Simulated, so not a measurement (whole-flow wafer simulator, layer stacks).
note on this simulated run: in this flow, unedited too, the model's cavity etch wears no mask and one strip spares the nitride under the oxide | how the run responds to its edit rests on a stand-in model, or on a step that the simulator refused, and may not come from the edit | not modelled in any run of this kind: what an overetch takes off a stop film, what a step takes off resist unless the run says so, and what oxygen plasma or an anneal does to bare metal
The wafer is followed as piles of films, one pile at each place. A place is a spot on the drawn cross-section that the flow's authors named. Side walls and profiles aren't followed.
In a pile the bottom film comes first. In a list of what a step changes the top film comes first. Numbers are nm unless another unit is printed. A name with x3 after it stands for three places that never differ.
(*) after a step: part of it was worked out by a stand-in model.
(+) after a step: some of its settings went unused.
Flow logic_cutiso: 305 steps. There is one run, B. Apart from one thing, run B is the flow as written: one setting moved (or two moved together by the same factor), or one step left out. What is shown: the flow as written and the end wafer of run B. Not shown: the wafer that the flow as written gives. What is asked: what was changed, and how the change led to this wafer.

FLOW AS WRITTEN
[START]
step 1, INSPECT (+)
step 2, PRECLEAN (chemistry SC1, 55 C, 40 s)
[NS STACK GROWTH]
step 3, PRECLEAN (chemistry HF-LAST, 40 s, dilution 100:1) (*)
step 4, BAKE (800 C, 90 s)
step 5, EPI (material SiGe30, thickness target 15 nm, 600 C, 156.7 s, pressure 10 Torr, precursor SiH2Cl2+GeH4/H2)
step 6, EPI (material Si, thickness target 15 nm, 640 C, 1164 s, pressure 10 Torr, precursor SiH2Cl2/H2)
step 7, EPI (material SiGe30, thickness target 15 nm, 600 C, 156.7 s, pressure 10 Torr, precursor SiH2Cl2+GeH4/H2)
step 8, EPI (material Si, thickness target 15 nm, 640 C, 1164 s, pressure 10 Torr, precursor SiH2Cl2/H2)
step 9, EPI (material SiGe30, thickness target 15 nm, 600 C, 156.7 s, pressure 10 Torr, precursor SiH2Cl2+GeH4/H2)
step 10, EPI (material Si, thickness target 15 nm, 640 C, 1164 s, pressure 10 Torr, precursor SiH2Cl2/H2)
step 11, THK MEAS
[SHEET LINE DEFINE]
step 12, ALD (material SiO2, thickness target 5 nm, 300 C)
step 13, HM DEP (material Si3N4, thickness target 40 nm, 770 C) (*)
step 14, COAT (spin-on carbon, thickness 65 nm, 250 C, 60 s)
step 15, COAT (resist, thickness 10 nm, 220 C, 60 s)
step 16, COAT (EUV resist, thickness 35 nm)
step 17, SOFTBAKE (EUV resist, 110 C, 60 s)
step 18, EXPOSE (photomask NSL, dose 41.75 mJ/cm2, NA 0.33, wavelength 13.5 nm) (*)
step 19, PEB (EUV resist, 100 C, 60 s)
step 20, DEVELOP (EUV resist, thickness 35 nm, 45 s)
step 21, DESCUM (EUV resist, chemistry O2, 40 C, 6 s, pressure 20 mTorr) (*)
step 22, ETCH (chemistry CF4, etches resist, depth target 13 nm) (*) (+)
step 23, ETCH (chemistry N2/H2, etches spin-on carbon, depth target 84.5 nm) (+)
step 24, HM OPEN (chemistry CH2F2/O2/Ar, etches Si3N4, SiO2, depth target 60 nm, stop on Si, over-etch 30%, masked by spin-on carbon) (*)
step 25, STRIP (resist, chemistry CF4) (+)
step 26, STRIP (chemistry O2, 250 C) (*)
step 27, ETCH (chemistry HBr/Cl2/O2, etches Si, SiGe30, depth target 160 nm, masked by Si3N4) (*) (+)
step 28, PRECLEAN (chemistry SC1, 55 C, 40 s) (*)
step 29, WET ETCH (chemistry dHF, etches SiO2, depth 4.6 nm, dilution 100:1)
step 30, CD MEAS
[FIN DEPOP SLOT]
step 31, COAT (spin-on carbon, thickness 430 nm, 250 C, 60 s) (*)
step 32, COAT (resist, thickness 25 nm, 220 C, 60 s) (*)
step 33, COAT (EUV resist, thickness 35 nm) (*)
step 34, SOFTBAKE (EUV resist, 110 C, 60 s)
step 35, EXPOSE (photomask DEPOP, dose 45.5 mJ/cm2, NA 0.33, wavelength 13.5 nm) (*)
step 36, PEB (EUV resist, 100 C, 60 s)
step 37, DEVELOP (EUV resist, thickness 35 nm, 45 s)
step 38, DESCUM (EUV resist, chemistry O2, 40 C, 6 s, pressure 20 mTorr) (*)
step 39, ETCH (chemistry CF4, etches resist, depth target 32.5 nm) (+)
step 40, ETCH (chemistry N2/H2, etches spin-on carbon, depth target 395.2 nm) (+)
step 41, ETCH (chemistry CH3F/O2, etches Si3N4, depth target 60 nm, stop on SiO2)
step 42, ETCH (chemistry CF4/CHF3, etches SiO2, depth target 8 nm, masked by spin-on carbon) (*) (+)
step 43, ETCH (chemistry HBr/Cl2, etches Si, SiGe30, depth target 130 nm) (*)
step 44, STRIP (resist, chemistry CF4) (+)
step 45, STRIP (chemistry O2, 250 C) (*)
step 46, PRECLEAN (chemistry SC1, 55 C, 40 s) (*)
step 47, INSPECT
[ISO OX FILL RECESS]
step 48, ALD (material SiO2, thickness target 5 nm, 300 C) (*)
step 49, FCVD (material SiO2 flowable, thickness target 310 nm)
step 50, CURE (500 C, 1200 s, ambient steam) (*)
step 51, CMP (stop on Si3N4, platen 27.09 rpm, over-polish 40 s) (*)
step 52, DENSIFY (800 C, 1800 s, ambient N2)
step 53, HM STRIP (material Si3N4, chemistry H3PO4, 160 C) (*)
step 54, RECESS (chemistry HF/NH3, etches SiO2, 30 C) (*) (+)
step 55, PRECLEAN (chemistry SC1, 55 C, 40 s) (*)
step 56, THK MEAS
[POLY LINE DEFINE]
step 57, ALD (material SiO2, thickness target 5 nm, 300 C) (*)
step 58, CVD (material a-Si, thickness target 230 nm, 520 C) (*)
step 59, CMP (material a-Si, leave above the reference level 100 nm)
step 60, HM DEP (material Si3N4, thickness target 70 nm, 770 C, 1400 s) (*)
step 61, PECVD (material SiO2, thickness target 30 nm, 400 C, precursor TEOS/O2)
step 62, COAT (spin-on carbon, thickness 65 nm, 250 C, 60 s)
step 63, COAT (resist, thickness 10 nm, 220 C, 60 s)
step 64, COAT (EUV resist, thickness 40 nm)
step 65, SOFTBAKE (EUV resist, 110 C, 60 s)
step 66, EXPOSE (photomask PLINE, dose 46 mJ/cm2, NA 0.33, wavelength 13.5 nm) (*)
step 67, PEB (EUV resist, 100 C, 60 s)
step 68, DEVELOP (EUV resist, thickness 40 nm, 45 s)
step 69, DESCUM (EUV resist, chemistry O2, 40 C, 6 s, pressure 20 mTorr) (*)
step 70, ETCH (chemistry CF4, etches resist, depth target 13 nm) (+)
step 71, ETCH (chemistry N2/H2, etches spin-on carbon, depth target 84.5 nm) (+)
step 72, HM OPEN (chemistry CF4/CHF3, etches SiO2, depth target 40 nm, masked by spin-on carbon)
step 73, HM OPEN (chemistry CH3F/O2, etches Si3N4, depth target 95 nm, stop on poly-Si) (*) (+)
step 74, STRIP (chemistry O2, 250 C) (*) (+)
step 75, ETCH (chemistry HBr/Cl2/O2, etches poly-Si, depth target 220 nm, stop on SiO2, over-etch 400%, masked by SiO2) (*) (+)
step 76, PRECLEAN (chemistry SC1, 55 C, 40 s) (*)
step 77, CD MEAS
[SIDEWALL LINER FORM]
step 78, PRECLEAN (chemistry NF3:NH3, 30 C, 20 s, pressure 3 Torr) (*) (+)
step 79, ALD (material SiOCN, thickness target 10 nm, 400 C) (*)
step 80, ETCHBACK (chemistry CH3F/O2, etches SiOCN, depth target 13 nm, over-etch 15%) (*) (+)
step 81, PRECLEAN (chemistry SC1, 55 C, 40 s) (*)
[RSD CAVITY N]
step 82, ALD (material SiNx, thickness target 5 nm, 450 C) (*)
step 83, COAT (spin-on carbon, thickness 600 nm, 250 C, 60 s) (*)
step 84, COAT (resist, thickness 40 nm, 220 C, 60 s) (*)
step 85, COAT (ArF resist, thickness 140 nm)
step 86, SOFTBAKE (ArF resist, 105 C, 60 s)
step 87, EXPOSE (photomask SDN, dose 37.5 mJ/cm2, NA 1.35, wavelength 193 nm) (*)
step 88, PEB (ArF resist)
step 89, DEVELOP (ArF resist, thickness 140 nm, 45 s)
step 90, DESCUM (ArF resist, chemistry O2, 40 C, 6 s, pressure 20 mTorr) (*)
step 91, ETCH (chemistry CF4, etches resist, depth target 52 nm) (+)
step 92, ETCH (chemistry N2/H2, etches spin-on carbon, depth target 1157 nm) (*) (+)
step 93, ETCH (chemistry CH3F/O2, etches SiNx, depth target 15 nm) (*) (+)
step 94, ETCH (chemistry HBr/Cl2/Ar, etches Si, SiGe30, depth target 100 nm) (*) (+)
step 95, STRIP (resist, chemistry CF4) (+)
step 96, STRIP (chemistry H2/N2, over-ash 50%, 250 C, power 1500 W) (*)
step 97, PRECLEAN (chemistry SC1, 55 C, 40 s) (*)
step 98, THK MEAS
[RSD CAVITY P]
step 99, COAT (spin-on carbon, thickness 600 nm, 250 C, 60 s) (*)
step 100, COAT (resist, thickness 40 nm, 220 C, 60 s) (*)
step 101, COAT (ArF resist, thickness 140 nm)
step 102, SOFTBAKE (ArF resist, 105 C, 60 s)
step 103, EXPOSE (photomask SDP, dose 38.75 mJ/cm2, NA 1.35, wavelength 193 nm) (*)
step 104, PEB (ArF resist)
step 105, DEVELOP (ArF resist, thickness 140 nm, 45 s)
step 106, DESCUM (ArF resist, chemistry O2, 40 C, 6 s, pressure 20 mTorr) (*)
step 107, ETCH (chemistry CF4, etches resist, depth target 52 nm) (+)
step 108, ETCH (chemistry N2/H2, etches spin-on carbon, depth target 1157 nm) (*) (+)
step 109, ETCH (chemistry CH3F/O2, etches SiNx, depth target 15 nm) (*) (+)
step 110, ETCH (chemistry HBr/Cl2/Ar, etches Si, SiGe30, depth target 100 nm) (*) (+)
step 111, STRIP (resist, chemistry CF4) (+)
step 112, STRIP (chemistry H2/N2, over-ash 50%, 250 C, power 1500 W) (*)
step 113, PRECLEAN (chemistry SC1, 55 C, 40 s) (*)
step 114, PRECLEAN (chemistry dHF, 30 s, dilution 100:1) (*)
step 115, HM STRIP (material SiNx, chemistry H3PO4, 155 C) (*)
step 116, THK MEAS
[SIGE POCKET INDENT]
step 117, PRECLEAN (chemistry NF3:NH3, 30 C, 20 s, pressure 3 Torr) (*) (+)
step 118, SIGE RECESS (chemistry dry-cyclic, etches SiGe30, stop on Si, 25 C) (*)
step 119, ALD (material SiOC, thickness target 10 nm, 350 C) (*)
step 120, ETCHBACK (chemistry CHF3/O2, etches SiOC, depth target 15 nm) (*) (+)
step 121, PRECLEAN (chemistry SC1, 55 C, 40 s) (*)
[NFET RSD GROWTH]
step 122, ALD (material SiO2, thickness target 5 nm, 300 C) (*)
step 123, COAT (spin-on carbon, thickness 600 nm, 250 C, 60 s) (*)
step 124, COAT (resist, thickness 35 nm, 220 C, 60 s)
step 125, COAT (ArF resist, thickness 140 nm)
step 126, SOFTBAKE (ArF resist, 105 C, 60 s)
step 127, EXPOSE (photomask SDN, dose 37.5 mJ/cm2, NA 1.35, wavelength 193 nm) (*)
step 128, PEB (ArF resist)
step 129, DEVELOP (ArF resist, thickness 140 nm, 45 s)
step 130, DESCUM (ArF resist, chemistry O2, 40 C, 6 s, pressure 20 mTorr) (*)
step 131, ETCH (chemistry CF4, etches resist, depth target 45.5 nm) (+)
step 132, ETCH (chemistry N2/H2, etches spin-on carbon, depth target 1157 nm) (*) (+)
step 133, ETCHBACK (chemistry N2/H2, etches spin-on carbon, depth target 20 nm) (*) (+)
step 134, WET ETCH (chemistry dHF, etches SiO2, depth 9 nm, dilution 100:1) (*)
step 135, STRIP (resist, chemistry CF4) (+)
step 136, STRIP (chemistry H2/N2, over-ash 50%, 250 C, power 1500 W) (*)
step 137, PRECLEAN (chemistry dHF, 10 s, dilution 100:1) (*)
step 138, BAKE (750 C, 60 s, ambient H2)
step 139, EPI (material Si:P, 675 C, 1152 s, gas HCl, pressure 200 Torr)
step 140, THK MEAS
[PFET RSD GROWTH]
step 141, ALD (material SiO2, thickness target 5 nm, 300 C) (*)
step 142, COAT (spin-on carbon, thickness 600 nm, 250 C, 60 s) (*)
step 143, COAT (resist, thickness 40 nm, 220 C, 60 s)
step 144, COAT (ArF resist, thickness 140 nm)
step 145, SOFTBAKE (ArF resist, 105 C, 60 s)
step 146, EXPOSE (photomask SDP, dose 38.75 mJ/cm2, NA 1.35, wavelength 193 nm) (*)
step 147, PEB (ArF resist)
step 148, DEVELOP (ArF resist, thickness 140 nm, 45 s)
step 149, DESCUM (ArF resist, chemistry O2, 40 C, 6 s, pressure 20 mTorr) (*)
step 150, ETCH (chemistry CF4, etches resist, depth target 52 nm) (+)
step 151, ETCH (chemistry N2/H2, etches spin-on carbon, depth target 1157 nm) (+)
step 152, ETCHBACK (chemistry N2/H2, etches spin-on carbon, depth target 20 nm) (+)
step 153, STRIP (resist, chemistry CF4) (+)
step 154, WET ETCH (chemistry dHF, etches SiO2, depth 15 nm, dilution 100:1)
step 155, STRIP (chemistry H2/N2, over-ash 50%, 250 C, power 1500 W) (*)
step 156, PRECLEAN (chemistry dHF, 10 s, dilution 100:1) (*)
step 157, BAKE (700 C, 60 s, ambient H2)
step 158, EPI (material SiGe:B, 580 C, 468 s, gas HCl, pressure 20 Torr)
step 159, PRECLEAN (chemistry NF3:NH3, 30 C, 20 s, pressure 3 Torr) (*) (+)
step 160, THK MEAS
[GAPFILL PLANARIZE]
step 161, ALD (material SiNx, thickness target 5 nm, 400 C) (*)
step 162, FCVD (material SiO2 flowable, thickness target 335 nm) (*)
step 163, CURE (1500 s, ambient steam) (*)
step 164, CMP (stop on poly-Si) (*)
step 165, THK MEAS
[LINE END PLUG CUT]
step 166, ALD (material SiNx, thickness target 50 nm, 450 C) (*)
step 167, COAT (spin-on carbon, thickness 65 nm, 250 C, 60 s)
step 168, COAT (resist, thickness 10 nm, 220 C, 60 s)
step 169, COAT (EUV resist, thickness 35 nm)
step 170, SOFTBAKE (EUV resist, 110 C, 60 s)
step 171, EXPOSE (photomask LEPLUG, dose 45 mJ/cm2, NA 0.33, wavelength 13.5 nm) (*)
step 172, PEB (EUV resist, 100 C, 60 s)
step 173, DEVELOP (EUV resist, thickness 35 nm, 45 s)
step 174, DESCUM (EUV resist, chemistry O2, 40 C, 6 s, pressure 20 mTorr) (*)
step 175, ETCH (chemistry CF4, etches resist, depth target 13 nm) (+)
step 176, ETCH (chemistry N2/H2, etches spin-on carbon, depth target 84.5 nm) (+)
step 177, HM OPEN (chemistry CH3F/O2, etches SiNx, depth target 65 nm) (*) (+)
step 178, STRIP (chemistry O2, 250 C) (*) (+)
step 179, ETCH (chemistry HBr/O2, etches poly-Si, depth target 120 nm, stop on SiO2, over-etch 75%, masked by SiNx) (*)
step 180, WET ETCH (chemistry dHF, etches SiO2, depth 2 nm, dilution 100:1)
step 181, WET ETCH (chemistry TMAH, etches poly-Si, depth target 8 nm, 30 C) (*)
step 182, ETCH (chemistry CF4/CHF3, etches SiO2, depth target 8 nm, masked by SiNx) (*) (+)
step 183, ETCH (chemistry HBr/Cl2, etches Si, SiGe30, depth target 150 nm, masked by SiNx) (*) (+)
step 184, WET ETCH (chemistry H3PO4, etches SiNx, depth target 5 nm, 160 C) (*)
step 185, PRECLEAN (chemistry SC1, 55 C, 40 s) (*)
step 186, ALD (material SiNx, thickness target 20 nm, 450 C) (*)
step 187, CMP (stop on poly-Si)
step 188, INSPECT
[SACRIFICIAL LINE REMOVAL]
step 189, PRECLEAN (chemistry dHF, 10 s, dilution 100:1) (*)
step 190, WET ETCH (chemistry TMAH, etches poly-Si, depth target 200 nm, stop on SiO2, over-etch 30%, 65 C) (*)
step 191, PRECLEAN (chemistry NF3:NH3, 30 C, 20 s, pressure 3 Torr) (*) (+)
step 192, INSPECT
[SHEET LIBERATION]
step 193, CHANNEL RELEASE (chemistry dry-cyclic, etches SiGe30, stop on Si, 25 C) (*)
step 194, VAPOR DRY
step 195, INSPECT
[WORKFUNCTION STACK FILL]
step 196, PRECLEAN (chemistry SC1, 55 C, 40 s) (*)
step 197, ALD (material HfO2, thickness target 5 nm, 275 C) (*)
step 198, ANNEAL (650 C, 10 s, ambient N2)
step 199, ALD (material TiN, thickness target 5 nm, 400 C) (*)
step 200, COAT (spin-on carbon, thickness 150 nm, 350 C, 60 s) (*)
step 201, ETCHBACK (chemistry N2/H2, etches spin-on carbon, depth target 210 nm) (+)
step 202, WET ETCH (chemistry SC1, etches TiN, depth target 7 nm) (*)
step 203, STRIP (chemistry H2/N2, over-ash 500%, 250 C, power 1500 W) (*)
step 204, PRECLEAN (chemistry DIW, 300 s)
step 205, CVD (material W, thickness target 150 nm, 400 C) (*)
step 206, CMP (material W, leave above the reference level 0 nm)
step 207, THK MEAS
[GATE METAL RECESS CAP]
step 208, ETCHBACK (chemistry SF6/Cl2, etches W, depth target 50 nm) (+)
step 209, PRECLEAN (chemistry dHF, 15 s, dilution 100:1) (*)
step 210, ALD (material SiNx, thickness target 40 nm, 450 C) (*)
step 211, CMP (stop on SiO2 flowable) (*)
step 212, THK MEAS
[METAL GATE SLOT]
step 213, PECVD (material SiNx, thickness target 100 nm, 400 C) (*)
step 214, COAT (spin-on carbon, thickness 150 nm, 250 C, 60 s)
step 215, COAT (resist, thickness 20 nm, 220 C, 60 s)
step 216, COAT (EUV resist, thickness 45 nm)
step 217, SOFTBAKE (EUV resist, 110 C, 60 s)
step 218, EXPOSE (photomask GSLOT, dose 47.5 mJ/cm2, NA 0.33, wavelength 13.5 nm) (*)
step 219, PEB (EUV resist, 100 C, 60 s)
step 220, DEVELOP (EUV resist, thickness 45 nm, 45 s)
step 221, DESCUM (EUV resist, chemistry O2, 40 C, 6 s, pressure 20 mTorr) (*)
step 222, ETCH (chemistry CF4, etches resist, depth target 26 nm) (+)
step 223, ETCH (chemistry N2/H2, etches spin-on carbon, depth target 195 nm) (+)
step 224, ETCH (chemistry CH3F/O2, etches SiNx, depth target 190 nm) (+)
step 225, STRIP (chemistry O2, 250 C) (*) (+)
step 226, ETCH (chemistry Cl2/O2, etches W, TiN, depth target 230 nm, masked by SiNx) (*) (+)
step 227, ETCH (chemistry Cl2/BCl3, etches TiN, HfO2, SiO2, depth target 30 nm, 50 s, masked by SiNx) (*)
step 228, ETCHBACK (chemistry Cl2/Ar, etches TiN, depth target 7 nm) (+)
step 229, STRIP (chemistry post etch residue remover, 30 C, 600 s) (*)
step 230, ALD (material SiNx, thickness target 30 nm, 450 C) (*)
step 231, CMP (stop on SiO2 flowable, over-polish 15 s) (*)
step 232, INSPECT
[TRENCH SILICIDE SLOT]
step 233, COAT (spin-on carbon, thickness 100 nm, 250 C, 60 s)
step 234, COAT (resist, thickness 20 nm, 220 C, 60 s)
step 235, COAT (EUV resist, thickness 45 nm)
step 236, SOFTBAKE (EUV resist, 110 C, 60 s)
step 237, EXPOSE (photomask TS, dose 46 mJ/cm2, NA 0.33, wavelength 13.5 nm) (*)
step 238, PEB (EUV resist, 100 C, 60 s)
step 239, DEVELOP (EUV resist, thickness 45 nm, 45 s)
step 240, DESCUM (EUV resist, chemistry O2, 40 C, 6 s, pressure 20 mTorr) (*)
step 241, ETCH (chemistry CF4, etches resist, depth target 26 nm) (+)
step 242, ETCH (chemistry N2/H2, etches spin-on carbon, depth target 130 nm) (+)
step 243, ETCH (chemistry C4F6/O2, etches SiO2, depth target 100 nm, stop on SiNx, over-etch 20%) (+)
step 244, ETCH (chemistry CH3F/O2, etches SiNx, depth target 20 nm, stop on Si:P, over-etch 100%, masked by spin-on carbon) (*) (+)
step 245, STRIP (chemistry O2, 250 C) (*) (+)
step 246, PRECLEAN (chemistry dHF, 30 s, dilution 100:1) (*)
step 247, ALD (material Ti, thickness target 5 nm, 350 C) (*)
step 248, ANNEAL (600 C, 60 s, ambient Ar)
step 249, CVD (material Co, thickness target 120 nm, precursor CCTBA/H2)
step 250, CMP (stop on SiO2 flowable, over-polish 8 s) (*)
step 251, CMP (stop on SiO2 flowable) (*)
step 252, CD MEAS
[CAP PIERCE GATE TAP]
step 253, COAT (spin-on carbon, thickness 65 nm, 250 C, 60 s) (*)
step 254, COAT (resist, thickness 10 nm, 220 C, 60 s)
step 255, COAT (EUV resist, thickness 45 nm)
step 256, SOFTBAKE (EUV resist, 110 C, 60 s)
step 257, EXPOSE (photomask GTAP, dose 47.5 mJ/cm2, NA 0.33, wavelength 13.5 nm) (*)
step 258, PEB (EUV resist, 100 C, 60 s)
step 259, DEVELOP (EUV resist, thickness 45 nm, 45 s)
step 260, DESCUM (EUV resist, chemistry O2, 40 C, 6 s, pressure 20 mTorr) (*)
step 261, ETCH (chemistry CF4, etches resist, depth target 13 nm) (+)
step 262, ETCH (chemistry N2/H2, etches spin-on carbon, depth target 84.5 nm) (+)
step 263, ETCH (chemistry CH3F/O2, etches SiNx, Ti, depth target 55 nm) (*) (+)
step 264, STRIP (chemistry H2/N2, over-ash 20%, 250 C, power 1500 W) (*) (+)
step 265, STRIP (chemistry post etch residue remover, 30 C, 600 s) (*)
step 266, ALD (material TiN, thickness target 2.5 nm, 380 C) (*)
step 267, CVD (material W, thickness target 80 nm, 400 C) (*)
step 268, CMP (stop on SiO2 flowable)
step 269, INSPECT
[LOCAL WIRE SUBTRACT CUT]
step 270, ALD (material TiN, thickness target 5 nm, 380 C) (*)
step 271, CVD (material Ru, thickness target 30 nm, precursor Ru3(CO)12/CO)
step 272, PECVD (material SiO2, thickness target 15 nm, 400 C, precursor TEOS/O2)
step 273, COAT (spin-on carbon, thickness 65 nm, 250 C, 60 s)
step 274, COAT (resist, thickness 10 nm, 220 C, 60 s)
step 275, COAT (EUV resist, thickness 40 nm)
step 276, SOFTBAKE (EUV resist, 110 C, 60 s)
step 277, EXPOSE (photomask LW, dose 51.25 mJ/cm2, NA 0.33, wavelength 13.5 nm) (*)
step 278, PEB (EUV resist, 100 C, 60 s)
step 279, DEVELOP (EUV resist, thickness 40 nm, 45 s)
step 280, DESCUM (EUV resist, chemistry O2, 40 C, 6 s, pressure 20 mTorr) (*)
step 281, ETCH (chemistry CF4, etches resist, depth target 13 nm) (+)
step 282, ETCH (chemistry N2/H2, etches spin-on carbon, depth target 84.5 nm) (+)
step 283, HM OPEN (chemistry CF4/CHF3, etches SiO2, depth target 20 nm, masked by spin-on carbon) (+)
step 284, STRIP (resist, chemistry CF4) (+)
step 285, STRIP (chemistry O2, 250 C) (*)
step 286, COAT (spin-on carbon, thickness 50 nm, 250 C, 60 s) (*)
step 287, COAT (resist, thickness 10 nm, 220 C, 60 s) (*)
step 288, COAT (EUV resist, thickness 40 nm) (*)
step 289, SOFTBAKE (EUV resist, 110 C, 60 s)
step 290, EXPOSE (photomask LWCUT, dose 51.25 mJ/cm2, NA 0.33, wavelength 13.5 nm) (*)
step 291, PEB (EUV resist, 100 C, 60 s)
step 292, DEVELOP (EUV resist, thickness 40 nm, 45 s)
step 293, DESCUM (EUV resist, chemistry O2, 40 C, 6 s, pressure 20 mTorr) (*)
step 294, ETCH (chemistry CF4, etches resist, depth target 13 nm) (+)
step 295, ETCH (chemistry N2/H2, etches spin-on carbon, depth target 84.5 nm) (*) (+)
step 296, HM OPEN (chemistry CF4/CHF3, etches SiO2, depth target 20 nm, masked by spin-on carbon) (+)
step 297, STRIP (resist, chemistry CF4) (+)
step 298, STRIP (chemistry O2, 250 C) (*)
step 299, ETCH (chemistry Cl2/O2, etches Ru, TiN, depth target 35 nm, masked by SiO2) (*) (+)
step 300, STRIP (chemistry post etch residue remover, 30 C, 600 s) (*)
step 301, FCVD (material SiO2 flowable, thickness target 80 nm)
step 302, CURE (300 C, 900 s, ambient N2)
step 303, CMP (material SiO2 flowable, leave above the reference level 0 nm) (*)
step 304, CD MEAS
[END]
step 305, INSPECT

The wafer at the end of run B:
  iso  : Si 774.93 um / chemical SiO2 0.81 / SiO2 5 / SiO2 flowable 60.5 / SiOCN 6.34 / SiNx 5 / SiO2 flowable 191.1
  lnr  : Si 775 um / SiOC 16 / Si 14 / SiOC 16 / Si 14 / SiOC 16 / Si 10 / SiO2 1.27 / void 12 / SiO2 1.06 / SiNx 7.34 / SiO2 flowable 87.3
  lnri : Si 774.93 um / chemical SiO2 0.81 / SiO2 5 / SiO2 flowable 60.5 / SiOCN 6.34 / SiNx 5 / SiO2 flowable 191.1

What caused this: step 80, ETCHBACK: chemistry CH3F/O2, etches SiOCN, depth target 13 nm, over-etch 15% (*) (+), was omitted.

How this came from the change, step by step:
  step 83, COAT (spin-on carbon, thickness 600 nm, 250 C, 60 s) (*)
      lnr, lnrp, lnrt: spin-on carbon gains 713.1 (new film) (as written it would have been: spin-on carbon gains 530.9 (new film))
      lnri: spin-on carbon gains 809.8 (new film) (as written it would have been: spin-on carbon gains 530.9 (new film))
  step 92, ETCH (chemistry N2/H2, etches spin-on carbon, depth target 1157 nm) (*) (+)
      gl, tap: spin-on carbon loses 519 (all of it), SiNx loses 5 (all of it), SiOCN loses 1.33 (as written it would have been: spin-on carbon loses 522.7 (all of it), SiNx loses 2.88)
      gxn: spin-on carbon loses 518.9 (all of it), SiNx loses 5 (all of it), SiOCN loses 1.34 (as written it would have been: spin-on carbon loses 522.7 (all of it), SiNx loses 2.88)
      (and at 19 other places as well)
  step 93, ETCH (chemistry CH3F/O2, etches SiNx, depth target 15 nm) (*) (+)
      gl, gxn, tap: SiOCN loses 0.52 (as written it would have been: SiNx loses 2.12 (all of it), SiO2 loses 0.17)
      rsdn, rsdx: SiNx loses 1.16 (all of it), SiOCN loses 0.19 (as written it would have been: SiNx loses 4.16 (all of it))
      (and at 2 other places as well)
  step 94, ETCH (chemistry HBr/Cl2/Ar, etches Si, SiGe30, depth target 100 nm) (*) (+)
      rsdn, rsdx: nothing (as written it would have been: chemical SiO2 loses 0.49 (all of it), Si loses 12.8 (all of it), SiGe30 loses 15 (all of it), Si loses 15 (all of it), SiGe30 loses 15 (all of it), Si loses 15 (all of it), SiGe30 loses 15 (all of it), Si loses 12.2)
  step 95, STRIP (resist, chemistry CF4) (+)
      gl, gxn, tap: SiOCN loses 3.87 (as written it would have been: nothing)
      lnr, rsdx: SiOCN loses 3.18 (as written it would have been: nothing)
      (and at 17 other places as well)
  step 96, STRIP (chemistry H2/N2, over-ash 50%, 250 C, power 1500 W) (*)
      lnri: spin-on carbon loses 809.8 (all of it) (as written it would have been: spin-on carbon loses 530.9 (all of it))
      lnrp: spin-on carbon loses 713.1 (all of it) (as written it would have been: spin-on carbon loses 530.9 (all of it))
  step 99, COAT (spin-on carbon, thickness 600 nm, 250 C, 60 s) (*)
      gl, gxn: spin-on carbon gains 532.3 (new film) (as written it would have been: spin-on carbon gains 514.9 (new film))
      glp, gxp: spin-on carbon gains 521.6 (new film) (as written it would have been: spin-on carbon gains 509.9 (new film))
      (and at 10 other places as well)
  step 108, ETCH (chemistry N2/H2, etches spin-on carbon, depth target 1157 nm) (*) (+)
      glp, gxp: spin-on carbon loses 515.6 (all of it), SiNx loses 5 (all of it), SiOCN loses 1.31 (as written it would have been: spin-on carbon loses 503.9 (all of it), SiNx loses 2.78)
      depop, dpovl, gfld and 14 more: ArF resist loses 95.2 (all of it), resist loses 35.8 (as written it would have been: ArF resist loses 95.2 (all of it), resist loses 25.2)
      (and at 3 other places as well)
  step 109, ETCH (chemistry CH3F/O2, etches SiNx, depth target 15 nm) (*) (+)
      glp, gxp: SiOCN loses 0.52 (as written it would have been: SiNx loses 2.22 (all of it), SiO2 loses 0.17)
      rsdp: SiNx loses 1.17 (all of it), SiOCN loses 0.19 (as written it would have been: SiNx loses 4.26 (all of it))
      (and at 2 other places as well)
  step 110, ETCH (chemistry HBr/Cl2/Ar, etches Si, SiGe30, depth target 100 nm) (*) (+)
      rsdp, rsdw: nothing (as written it would have been: chemical SiO2 loses 0.49 (all of it), Si loses 12.8 (all of it), SiGe30 loses 15 (all of it), Si loses 15 (all of it), SiGe30 loses 15 (all of it), Si loses 15 (all of it), SiGe30 loses 15 (all of it), Si loses 12.2)
  step 111, STRIP (resist, chemistry CF4) (+)
      glp, gxp: SiOCN loses 3.87 (as written it would have been: nothing)
      lnrp, rsdp: SiOCN loses 3.18 (as written it would have been: nothing)
      (and at 18 other places as well)
  step 112, STRIP (chemistry H2/N2, over-ash 50%, 250 C, power 1500 W) (*)
      gl, gxn: spin-on carbon loses 532.3 (all of it) (as written it would have been: spin-on carbon loses 514.9 (all of it))
      gfld: spin-on carbon loses 521.5 (all of it) (as written it would have been: spin-on carbon loses 509.8 (all of it))
      (and at 8 other places as well)
  step 114, PRECLEAN (chemistry dHF, 30 s, dilution 100:1) (*)
      gl, glp, gxn, gxp, tap: SiOCN loses 0.49 (as written it would have been: SiO2 loses 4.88)
      rsdn, rsdx: SiOCN loses 0.49 (as written it would have been: chemical SiO2 loses 0.52 (all of it))
  step 115, HM STRIP (material SiNx, chemistry H3PO4, 155 C) (*)
      gl, glp, gxn, gxp, tap: SiOCN loses 0.58 (as written it would have been: SiO2 loses 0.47)
      rsdn, rsdp, rsdw, rsdx: SiOCN loses 0.58 (as written it would have been: chemical SiO2 gains 0.5 (new film), Si loses 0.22)
  step 117, PRECLEAN (chemistry NF3:NH3, 30 C, 20 s, pressure 3 Torr) (*) (+)
      depop, dpovl, gfld and 10 more: SiOCN loses 0.3 (as written it would have been: SiO2 loses 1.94)
      iso: SiOCN loses 0.3 (as written it would have been: SiO2 flowable loses 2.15)
  step 119, ALD (material SiOC, thickness target 10 nm, 350 C) (*)
      gxn, gxp: SiOC gains 10 (new film) (as written it would have been: SiOC gains 11 (new film))
  ... 44 other steps ...
  step 301, FCVD (material SiO2 flowable, thickness target 80 nm)
      lnr, lnri, lnrp: SiO2 flowable gains 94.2 (as written it would have been: SiO2 flowable gains 94.2 (new film))
